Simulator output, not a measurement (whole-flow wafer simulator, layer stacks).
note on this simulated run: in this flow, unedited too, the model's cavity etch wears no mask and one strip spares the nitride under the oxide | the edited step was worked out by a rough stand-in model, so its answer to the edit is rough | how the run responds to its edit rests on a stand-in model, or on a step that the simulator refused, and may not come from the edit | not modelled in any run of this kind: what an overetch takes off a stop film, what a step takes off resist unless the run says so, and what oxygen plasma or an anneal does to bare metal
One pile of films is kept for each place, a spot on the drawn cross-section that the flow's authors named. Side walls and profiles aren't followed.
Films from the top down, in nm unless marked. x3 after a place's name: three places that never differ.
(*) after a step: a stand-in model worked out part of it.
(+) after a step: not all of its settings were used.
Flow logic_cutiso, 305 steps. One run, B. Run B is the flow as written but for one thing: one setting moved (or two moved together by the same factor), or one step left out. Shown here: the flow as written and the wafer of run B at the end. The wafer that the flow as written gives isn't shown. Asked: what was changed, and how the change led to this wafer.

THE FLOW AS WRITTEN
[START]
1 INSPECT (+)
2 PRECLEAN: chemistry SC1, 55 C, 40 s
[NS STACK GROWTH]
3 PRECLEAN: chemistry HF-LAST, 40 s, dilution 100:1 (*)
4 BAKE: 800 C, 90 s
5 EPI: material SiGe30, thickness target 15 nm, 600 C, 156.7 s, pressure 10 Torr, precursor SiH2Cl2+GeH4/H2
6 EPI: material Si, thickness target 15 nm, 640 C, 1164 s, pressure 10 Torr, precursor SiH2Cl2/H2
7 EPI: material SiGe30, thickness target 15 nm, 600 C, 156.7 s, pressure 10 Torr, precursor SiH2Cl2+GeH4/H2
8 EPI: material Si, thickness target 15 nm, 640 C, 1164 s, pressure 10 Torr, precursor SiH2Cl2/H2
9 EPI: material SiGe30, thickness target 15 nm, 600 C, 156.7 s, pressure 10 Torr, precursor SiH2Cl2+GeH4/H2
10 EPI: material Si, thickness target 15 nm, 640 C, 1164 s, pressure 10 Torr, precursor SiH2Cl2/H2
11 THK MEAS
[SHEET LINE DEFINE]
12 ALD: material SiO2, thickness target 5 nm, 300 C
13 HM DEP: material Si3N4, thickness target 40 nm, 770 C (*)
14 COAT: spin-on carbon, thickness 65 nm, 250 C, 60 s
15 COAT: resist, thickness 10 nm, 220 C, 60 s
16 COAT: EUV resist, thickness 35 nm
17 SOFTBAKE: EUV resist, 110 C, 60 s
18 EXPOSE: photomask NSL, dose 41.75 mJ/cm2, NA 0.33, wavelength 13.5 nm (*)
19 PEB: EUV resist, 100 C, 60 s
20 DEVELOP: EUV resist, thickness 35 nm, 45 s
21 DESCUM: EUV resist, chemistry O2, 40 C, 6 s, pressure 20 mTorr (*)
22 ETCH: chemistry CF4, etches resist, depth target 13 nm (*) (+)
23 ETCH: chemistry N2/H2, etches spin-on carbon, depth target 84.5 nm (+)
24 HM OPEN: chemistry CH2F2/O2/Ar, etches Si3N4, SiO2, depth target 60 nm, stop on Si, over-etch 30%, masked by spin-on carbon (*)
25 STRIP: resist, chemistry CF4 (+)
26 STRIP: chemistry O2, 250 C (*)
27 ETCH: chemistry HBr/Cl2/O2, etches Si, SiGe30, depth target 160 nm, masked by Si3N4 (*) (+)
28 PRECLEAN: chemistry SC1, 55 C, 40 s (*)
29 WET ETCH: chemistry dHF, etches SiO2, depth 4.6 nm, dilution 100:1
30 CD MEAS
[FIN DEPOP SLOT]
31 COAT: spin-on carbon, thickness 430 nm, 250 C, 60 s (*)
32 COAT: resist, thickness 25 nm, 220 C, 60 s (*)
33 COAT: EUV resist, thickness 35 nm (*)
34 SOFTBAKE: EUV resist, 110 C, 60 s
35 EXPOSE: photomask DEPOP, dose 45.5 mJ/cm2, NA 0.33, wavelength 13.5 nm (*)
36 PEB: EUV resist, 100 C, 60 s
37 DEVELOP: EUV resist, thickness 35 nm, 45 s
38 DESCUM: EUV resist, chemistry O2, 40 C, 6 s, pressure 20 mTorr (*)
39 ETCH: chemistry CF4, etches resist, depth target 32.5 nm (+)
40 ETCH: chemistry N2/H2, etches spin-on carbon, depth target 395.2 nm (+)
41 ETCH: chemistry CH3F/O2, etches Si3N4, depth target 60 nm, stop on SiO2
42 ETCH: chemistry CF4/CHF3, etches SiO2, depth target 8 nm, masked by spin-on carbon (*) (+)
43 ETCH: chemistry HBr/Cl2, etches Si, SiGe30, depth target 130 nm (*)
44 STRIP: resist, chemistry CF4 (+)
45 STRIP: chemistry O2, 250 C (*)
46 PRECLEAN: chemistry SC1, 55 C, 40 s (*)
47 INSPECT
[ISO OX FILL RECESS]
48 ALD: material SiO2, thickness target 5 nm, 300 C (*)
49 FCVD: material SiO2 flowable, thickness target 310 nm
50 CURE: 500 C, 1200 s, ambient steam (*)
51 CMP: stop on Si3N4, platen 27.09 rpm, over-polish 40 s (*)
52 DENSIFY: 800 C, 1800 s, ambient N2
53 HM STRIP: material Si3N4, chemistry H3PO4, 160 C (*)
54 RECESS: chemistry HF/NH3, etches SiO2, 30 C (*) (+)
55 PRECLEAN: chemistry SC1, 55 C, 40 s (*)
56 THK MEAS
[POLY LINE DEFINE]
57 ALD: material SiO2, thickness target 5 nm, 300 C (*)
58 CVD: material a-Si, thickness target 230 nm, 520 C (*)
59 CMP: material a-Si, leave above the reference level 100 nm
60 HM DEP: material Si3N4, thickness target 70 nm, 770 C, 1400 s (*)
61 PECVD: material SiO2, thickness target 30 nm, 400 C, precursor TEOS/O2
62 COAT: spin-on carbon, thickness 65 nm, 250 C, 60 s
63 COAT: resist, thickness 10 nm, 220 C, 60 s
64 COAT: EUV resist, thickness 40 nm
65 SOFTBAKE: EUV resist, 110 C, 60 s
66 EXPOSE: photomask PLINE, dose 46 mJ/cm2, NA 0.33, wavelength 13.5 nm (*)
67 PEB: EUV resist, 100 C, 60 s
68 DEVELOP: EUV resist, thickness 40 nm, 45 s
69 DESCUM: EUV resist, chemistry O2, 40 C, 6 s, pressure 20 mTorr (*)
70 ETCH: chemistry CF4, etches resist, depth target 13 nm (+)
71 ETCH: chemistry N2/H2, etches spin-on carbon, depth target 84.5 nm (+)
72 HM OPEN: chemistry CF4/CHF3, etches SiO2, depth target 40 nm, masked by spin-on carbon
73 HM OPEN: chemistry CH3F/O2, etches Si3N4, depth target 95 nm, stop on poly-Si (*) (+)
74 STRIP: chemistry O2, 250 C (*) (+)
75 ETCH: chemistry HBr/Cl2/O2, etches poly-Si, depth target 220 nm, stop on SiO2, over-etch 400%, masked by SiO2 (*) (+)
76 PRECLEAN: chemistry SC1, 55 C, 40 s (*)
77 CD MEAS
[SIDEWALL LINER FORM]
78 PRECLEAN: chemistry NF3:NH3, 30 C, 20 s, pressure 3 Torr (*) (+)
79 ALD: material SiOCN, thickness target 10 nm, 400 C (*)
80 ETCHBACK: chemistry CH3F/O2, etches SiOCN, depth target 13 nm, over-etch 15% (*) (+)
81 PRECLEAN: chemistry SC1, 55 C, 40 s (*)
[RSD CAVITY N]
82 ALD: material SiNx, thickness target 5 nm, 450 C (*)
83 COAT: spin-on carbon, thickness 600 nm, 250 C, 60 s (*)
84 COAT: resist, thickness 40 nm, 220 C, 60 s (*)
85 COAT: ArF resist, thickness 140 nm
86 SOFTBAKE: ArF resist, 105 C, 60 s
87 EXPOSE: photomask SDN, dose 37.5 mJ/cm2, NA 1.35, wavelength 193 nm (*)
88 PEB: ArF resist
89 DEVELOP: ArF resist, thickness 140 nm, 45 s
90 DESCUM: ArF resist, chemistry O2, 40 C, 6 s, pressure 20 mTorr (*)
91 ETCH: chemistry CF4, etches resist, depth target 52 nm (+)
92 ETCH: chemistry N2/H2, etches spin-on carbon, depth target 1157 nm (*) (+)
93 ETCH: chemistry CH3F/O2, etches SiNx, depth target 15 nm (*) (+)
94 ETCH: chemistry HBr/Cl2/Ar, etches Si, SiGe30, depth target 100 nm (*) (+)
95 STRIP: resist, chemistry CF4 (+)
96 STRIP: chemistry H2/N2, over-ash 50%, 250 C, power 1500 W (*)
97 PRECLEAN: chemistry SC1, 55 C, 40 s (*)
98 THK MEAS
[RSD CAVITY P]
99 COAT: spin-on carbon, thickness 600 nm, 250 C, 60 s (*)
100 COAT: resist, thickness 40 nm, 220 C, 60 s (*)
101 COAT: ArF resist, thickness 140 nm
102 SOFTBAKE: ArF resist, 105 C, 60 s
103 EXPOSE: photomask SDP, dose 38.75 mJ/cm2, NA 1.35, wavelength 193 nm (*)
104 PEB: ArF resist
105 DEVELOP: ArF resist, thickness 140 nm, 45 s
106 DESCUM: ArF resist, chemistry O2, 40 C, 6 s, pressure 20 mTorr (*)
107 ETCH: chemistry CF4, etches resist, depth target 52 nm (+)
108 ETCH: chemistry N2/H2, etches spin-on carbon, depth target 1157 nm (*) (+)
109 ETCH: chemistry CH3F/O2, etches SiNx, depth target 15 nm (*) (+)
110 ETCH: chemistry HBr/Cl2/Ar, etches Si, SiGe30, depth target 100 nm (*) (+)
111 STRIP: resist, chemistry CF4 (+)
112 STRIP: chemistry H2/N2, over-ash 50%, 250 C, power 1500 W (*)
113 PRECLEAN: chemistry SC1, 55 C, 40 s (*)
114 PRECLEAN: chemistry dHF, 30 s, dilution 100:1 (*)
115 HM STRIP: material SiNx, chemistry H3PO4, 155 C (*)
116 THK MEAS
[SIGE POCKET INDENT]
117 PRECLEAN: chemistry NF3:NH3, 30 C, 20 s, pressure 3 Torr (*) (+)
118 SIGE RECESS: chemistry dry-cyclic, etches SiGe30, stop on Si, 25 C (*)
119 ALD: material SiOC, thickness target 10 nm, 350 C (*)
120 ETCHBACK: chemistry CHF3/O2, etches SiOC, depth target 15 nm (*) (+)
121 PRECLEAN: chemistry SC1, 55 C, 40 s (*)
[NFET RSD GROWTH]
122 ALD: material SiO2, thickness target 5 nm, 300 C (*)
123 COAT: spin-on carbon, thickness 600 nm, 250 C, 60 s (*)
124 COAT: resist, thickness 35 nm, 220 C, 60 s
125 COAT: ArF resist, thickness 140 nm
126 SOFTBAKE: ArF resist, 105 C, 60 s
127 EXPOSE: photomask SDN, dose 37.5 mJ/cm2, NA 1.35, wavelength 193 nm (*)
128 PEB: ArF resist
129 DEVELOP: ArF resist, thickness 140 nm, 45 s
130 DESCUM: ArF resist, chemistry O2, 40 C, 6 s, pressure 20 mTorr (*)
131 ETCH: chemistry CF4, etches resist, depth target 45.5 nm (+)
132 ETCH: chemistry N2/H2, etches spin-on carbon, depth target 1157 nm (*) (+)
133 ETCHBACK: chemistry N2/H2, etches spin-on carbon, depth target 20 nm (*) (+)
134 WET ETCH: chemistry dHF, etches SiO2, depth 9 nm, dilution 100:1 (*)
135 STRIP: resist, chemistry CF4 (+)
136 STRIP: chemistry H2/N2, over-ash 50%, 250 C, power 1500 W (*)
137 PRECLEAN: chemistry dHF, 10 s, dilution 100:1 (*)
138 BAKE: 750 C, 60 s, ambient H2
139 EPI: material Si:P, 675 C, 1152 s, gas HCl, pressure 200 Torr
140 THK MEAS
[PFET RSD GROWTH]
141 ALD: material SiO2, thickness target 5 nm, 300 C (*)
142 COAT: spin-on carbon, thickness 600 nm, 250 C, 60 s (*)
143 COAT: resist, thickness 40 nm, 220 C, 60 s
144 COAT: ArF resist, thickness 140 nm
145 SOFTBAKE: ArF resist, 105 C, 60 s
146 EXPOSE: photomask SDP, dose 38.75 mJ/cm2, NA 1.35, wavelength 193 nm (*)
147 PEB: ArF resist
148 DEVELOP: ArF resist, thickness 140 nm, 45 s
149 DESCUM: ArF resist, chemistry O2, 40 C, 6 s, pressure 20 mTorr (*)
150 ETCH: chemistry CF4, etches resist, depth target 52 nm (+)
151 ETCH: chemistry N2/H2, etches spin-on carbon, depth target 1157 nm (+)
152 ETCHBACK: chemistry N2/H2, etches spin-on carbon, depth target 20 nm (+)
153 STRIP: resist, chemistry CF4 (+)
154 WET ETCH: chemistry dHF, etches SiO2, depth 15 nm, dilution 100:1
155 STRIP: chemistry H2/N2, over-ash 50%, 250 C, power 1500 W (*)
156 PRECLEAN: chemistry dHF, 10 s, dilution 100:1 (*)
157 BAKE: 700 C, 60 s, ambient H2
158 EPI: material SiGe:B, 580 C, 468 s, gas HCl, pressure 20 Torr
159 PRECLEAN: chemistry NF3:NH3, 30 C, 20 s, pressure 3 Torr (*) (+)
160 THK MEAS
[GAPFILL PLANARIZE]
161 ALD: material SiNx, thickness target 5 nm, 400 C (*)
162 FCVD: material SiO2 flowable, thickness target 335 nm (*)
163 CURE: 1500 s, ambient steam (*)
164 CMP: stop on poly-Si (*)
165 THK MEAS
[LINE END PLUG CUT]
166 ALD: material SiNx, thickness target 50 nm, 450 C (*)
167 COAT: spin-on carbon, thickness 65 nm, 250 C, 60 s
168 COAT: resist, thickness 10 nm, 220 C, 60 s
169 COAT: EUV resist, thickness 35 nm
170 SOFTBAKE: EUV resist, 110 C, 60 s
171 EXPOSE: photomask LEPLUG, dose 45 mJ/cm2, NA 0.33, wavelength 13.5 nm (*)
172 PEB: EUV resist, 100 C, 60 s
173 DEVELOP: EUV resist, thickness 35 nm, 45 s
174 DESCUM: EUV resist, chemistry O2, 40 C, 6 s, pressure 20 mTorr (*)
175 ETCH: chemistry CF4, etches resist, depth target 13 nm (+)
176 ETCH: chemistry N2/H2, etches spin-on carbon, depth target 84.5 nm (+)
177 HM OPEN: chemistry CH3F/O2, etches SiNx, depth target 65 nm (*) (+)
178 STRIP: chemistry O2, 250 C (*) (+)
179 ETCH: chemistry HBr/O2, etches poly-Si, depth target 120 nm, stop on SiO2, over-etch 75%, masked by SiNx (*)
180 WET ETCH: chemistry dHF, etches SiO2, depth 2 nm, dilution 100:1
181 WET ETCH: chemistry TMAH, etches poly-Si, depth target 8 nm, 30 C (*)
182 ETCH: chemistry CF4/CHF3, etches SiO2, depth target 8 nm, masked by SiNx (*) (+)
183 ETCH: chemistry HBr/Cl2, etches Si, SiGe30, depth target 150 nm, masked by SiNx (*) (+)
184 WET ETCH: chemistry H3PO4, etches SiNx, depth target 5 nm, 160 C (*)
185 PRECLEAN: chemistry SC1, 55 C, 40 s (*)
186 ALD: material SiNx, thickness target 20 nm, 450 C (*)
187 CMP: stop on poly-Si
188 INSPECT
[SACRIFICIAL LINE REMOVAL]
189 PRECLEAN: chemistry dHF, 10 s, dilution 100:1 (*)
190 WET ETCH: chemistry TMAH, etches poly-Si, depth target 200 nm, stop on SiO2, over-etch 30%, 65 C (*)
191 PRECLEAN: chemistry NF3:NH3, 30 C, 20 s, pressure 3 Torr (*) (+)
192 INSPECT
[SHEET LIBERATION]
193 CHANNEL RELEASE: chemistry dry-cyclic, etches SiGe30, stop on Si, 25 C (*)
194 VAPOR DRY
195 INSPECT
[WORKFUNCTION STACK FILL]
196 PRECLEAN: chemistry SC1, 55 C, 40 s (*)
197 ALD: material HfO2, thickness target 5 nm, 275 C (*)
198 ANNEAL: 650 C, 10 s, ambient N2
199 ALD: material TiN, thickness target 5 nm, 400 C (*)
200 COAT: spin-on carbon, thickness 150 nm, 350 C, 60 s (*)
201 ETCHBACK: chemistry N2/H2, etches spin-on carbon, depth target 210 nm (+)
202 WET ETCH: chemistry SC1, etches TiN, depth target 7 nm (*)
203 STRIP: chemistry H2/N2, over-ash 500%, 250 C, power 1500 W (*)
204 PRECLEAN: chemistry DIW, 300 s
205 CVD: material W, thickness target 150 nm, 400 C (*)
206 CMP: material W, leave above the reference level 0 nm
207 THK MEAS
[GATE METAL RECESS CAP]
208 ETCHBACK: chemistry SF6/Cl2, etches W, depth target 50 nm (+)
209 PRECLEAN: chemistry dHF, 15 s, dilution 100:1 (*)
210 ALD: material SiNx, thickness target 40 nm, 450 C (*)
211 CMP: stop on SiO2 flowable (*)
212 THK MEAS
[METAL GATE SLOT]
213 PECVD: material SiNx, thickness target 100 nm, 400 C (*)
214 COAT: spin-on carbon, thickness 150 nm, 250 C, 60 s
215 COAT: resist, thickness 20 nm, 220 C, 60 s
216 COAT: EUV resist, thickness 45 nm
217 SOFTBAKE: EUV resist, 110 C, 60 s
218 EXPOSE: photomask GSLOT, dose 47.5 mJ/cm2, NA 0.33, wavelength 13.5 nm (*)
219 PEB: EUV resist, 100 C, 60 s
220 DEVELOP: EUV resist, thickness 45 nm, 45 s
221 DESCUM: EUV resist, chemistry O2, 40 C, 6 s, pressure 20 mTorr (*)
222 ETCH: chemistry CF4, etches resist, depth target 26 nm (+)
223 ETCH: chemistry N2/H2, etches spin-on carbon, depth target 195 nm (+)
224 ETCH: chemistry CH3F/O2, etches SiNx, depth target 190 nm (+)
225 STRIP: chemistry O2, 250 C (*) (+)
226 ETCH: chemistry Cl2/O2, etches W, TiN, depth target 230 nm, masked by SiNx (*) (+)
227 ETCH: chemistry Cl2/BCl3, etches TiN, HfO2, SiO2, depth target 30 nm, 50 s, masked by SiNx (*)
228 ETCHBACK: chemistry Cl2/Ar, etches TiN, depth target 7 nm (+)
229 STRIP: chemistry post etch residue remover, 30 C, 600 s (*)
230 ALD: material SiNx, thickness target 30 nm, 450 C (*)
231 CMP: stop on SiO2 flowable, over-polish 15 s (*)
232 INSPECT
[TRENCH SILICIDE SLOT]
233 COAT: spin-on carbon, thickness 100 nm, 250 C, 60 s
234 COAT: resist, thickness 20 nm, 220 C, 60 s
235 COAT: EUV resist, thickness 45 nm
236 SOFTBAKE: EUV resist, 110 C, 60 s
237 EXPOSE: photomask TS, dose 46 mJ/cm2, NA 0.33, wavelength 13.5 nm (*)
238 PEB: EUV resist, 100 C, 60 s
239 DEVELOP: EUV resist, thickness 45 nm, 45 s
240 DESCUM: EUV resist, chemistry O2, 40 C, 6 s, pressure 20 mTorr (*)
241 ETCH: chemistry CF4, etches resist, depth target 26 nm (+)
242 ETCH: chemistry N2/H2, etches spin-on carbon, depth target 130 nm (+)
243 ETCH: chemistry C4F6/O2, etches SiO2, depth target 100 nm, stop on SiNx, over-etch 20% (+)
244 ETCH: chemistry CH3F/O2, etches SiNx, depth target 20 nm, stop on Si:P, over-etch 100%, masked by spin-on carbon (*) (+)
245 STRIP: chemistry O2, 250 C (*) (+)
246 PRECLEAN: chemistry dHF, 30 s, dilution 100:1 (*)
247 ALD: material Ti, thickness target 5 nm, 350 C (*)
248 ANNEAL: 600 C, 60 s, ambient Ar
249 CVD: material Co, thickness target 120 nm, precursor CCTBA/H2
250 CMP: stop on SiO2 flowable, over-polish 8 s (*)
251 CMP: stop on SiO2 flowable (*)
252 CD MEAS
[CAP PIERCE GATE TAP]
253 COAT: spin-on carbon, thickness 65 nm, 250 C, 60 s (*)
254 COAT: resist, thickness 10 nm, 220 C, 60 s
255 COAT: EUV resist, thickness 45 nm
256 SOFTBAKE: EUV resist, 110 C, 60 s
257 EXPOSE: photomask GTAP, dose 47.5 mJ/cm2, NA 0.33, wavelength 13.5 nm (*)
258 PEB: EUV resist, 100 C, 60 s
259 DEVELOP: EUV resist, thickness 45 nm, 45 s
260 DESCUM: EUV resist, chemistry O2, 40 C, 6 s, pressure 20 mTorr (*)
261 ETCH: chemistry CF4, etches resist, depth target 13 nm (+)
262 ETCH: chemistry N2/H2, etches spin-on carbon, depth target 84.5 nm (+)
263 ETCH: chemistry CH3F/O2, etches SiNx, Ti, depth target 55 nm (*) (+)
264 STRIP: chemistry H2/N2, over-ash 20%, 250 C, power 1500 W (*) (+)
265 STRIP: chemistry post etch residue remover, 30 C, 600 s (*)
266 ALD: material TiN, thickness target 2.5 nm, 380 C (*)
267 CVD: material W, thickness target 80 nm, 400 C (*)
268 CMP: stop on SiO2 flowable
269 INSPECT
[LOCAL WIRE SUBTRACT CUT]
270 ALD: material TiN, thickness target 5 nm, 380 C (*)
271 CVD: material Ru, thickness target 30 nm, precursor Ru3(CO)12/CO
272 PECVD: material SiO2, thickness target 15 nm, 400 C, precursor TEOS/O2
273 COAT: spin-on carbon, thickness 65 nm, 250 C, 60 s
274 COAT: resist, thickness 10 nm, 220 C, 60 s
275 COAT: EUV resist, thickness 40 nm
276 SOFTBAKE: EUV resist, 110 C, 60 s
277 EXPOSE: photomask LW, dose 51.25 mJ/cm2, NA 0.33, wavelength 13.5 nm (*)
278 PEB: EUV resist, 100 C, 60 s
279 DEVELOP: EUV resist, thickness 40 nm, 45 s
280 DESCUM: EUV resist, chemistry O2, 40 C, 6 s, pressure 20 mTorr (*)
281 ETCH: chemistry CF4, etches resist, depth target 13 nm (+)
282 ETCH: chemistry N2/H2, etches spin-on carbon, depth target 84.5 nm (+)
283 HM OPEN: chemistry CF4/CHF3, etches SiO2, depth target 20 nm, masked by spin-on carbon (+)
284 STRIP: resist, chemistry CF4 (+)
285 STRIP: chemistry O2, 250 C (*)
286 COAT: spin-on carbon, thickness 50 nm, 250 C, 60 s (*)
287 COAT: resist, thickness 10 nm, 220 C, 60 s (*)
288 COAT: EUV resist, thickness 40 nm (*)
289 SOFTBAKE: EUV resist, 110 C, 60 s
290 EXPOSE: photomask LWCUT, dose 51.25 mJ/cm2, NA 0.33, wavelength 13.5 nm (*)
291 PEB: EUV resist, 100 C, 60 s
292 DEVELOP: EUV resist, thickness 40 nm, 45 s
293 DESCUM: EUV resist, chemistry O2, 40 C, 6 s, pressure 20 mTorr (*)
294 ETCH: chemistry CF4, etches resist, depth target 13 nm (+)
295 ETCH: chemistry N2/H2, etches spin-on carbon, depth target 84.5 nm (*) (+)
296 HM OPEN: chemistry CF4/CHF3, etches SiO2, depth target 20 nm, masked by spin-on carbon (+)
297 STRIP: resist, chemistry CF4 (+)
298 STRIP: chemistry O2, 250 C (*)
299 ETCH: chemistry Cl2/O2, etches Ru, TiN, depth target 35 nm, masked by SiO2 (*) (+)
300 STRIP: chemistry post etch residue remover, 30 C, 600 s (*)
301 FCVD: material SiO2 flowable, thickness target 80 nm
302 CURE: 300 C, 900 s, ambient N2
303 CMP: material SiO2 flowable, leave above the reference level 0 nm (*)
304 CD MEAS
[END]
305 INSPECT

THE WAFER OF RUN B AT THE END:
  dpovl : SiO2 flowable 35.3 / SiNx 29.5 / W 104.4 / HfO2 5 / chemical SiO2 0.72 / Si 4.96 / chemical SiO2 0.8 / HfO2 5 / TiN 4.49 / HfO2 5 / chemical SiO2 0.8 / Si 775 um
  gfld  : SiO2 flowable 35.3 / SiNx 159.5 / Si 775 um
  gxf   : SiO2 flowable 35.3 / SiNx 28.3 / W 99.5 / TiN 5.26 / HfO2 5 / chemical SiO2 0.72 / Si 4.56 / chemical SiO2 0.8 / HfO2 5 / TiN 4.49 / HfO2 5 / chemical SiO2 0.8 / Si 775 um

The cause: step 27, ETCH: depth target 64 nm was run, where the flow has depth target 160 nm.

How the change led to this, step by step:
  27 ETCH: chemistry HBr/Cl2/O2, etches Si, SiGe30, depth target 160 nm, masked by Si3N4 (*) (+)
      gfld, gxf, iso, lnri: chemical SiO2 -0.79 (all of it), Si -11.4 (all of it), SiGe30 -15 (all of it), Si -15 (all of it), SiGe30 -15 (all of it), Si -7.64 (as written it would be: chemical SiO2 -0.79 (all of it), Si -11.4 (all of it), SiGe30 -15 (all of it), Si -15 (all of it), SiGe30 -15 (all of it), Si -15 (all of it), SiGe30 -15 (all of it), Si -73.6)
      dpovl, nsgap: chemical SiO2 -0.79 (all of it), Si -11.8 (all of it), SiGe30 -15 (all of it), Si -15 (all of it), SiGe30 -15 (all of it), Si -7.24 (as written it would be: chemical SiO2 -0.79 (all of it), Si -11.8 (all of it), SiGe30 -15 (all of it), Si -15 (all of it), SiGe30 -15 (all of it), Si -15 (all of it), SiGe30 -15 (all of it), Si -73.2)
      (and at 16 more places)
  31 COAT: spin-on carbon, thickness 430 nm, 250 C, 60 s (*)
      depop, ns: spin-on carbon +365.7 (new film) (as written it would be: spin-on carbon +312 (new film))
      dpovl, nsgap: spin-on carbon +470.1 (new film) (as written it would be: spin-on carbon +503.7 (new film))
      (and at 18 more places)
  32 COAT: resist, thickness 25 nm, 220 C, 60 s (*)
      gfld, lnri: resist +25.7 (new film) (as written it would be: resist +26.3 (new film))
      iso: resist +25.6 (new film) (as written it would be: resist +26.2 (new film))
  40 ETCH: chemistry N2/H2, etches spin-on carbon, depth target 395.2 nm (+)
      depop: spin-on carbon -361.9 (all of it), Si3N4 -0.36 (as written it would be: spin-on carbon -308.2 (all of it), Si3N4 -0.95)
  41 ETCH: chemistry CH3F/O2, etches Si3N4, depth target 60 nm, stop on SiO2
      gfld, gl, glp and 17 more: resist -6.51 (as written it would be: resist -4.65)
      depop: Si3N4 -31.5 (all of it), SiO2 -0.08 (as written it would be: Si3N4 -22.2 (all of it), SiO2 -0.08)
      (and at 1 more place)
  42 ETCH: chemistry CF4/CHF3, etches SiO2, depth target 8 nm, masked by spin-on carbon (*) (+)
      gfld: resist -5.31 (all of it), spin-on carbon -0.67 (as written it would be: resist -7.38)
      gxf: resist -5.13 (all of it), spin-on carbon -0.72 (as written it would be: resist -7.42 (all of it))
      (and at 18 more places)
  45 STRIP: chemistry O2, 250 C (*)
      gfld, lnri: chemical SiO2 +0.8 (new film), spin-on carbon -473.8 (all of it), Si -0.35 (as written it would be: chemical SiO2 +0.82 (new film), spin-on carbon -538.7 (all of it), Si -0.36)
      glp, tap: spin-on carbon -369.8 (all of it) (as written it would be: spin-on carbon -347.6 (all of it))
      (and at 17 more places)
  49 FCVD: material SiO2 flowable, thickness target 310 nm
      gl, glp, gxn and 10 more: SiO2 flowable +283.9 (new film) (as written it would be: SiO2 flowable +262.2 (new film))
      gfld, gxf, iso, lnri: SiO2 flowable +388.3 (new film) (as written it would be: SiO2 flowable +453.9 (new film))
      (and at 5 more places)
  50 CURE: 500 C, 1200 s, ambient steam (*)
      depop: SiO2 flowable -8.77 (as written it would be: SiO2 flowable -7.92)
      dpovl: SiO2 flowable -8.76 (as written it would be: SiO2 flowable -7.92)
      (and at 9 more places)
  51 CMP: stop on Si3N4, platen 27.09 rpm, over-polish 40 s (*)
      dpovl, isow: SiO2 flowable -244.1 (as written it would be: SiO2 flowable -200.4)
      gxn, gxp: SiO2 flowable -274.6 (all of it), SiO2 -5 (all of it), Si3N4 -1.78 (as written it would be: SiO2 flowable -253 (all of it), SiO2 -5 (all of it), Si3N4 -1.78)
      (and at 18 more places)
  52 DENSIFY: 800 C, 1800 s, ambient N2
      gfld, gxf, iso, lnri: SiO2 flowable -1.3 (as written it would be: SiO2 flowable -3.15)
      dpovl: SiO2 flowable -1.4 (as written it would be: SiO2 flowable -2.82)
      (and at 2 more places)
  53 HM STRIP: material Si3N4, chemistry H3PO4, 160 C (*)
      gl, glp, gxn and 11 more: Si3N4 -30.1 (all of it), SiO2 -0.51 (as written it would be: Si3N4 -21.4 (all of it), SiO2 -0.36)
      depop, dpovl, gfld, gxf, iso, isow, lnri, nsgap: SiO2 flowable -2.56 (as written it would be: SiO2 flowable -1.82)
  54 RECESS: chemistry HF/NH3, etches SiO2, 30 C (*) (+)
      gfld, gxf, iso, lnri: SiO2 flowable -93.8 (all of it), SiO2 -5 (all of it), chemical SiO2 -0.8 (all of it) (as written it would be: SiO2 flowable -111.4)
      dpovl: SiO2 flowable -93 (all of it), SiO2 -5 (all of it), chemical SiO2 -0.8 (all of it) (as written it would be: SiO2 flowable -111.5)
      (and at 3 more places)
  55 PRECLEAN: chemistry SC1, 55 C, 40 s (*)
      dpovl, gfld, gxf, iso, lnri, nsgap: chemical SiO2 +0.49 (new film), Si -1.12 (as written it would be: SiO2 flowable -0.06)
      isow: chemical SiO2 +0.49 (new film), Si -1.12 (as written it would be: nothing)
  58 CVD: material a-Si, thickness target 230 nm, 520 C (*)
      gfld, gxf, iso, lnri: a-Si +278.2 (new film) (as written it would be: a-Si +299.4 (new film))
      dpovl, nsgap: a-Si +297.9 (new film) (as written it would be: a-Si +319.4 (new film))
      (and at 1 more place)
  60 HM DEP: material Si3N4, thickness target 70 nm, 770 C, 1400 s (*)
      gfld, gxf, iso, lnri: Si3N4 +70 (new film), poly-Si +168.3 (new film), a-Si -168.3 (all of it) (as written it would be: Si3N4 +70 (new film), poly-Si +189.4 (new film), a-Si -189.4 (all of it))
      dpovl, nsgap: Si3N4 +70 (new film), poly-Si +167.9 (new film), a-Si -167.9 (all of it) (as written it would be: Si3N4 +70 (new film), poly-Si +189.4 (new film), a-Si -189.4 (all of it))
      (and at 1 more place)
  ... 31 more steps ...
  231 CMP: stop on SiO2 flowable, over-polish 15 s (*)
      depop, dpovl, gfld and 10 more: SiNx -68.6 (as written it would be: SiNx -62.7)
      lnr, lnri, lnrp, lnrt: SiNx -66.9 (all of it), SiOCN -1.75 (as written it would be: SiNx -61 (all of it), SiOCN -1.75)
      (and at 5 more places)
Counting metal films that touch as one body, dpovl has 2 bodies (between them, from the top down: HfO2 5 / chemical SiO2 0.72 / Si 4.96 / chemical SiO2 0.8 / HfO2 5); the flow as written gives 1 body.
Counting metal films that touch as one body, gxf has 2 bodies (between them, from the top down: HfO2 5 / chemical SiO2 0.72 / Si 4.56 / chemical SiO2 0.8 / HfO2 5); the flow as written gives 1 body.
